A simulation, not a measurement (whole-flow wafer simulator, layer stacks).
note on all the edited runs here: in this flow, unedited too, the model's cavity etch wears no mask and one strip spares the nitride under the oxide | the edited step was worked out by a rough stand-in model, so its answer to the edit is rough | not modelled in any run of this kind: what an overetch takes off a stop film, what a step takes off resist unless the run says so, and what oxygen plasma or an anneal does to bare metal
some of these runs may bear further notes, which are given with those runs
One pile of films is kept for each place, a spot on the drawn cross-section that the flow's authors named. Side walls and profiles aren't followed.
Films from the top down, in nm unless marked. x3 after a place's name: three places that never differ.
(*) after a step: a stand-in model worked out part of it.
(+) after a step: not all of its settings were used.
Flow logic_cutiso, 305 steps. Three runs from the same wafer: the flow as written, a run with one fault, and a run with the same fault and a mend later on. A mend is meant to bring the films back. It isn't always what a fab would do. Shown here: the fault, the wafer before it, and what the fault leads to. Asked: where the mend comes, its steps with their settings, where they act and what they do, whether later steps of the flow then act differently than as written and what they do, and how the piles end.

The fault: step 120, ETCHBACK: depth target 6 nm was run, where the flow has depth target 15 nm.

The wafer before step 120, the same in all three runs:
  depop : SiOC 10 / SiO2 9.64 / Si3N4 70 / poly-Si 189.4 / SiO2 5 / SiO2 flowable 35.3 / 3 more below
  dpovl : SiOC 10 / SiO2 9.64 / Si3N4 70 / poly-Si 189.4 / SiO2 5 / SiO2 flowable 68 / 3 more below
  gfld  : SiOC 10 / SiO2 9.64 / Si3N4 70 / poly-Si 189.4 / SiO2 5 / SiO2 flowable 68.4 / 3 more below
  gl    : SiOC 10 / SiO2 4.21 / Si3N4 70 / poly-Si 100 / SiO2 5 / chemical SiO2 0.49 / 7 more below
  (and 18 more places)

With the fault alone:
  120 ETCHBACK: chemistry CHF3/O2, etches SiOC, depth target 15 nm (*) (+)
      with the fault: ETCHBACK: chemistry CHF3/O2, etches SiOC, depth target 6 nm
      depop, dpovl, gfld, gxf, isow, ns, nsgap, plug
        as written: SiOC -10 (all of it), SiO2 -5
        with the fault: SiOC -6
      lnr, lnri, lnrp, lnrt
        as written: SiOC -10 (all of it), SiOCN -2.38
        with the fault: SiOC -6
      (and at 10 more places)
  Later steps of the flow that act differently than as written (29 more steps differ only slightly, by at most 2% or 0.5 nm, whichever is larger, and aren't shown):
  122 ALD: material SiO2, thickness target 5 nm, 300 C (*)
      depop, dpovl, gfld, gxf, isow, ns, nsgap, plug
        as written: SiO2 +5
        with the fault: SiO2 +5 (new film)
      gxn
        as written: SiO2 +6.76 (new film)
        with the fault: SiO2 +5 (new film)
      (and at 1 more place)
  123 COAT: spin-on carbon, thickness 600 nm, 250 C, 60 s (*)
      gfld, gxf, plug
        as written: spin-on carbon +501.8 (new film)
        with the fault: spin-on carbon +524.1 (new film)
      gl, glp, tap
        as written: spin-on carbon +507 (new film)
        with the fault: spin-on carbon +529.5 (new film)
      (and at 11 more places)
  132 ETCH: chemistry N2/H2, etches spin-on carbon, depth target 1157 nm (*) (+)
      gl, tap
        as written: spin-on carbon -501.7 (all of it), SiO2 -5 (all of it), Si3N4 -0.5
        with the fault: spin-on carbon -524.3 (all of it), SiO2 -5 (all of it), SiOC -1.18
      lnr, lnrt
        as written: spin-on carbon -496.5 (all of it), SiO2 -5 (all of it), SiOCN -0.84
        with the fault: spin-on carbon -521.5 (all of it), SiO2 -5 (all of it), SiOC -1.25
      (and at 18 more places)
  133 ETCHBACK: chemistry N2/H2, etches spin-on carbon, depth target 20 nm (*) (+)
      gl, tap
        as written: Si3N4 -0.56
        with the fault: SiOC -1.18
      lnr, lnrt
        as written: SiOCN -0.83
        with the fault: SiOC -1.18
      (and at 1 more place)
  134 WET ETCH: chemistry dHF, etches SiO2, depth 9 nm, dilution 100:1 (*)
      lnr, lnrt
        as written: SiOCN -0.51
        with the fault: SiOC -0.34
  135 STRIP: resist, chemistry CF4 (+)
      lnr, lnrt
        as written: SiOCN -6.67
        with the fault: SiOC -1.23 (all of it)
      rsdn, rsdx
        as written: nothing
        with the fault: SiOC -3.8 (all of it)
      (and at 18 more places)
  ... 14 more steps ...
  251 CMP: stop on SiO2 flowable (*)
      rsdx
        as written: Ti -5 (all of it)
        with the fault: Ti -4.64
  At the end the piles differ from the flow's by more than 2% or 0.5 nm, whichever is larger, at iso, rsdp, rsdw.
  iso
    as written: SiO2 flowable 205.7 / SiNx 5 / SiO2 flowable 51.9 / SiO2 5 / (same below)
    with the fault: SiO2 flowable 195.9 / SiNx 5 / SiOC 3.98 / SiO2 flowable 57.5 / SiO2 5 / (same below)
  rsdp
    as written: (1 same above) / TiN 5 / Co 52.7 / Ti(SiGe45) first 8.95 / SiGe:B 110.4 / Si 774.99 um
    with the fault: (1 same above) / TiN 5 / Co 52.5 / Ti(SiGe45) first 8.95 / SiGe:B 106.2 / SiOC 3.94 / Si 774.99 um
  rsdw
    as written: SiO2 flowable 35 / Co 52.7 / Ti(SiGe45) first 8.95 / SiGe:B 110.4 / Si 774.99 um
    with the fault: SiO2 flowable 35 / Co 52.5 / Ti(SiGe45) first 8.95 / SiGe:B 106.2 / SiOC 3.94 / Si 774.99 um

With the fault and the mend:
  The mend comes after step 120.
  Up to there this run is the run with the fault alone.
  120a ETCHBACK: chemistry CHF3/O2, etches SiOC, depth target 9 nm (*) (+) (the flow's step 120 once more, with other settings)
      depop, dpovl, gfld, gxf, isow, ns, nsgap, plug
        SiOC -4 (all of it), SiO2 -5
      lnr, lnri, lnrp, lnrt
        SiOC -4 (all of it), SiOCN -2.38
      rsdn, rsdp, rsdw, rsdx
        SiOC -4 (all of it)
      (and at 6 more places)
  No later step of the flow acts differently than as written, at any place that is followed, by more than 2% or 0.5 nm, whichever is larger.
  At the end the piles are the same as the flow's at every place that both follow.
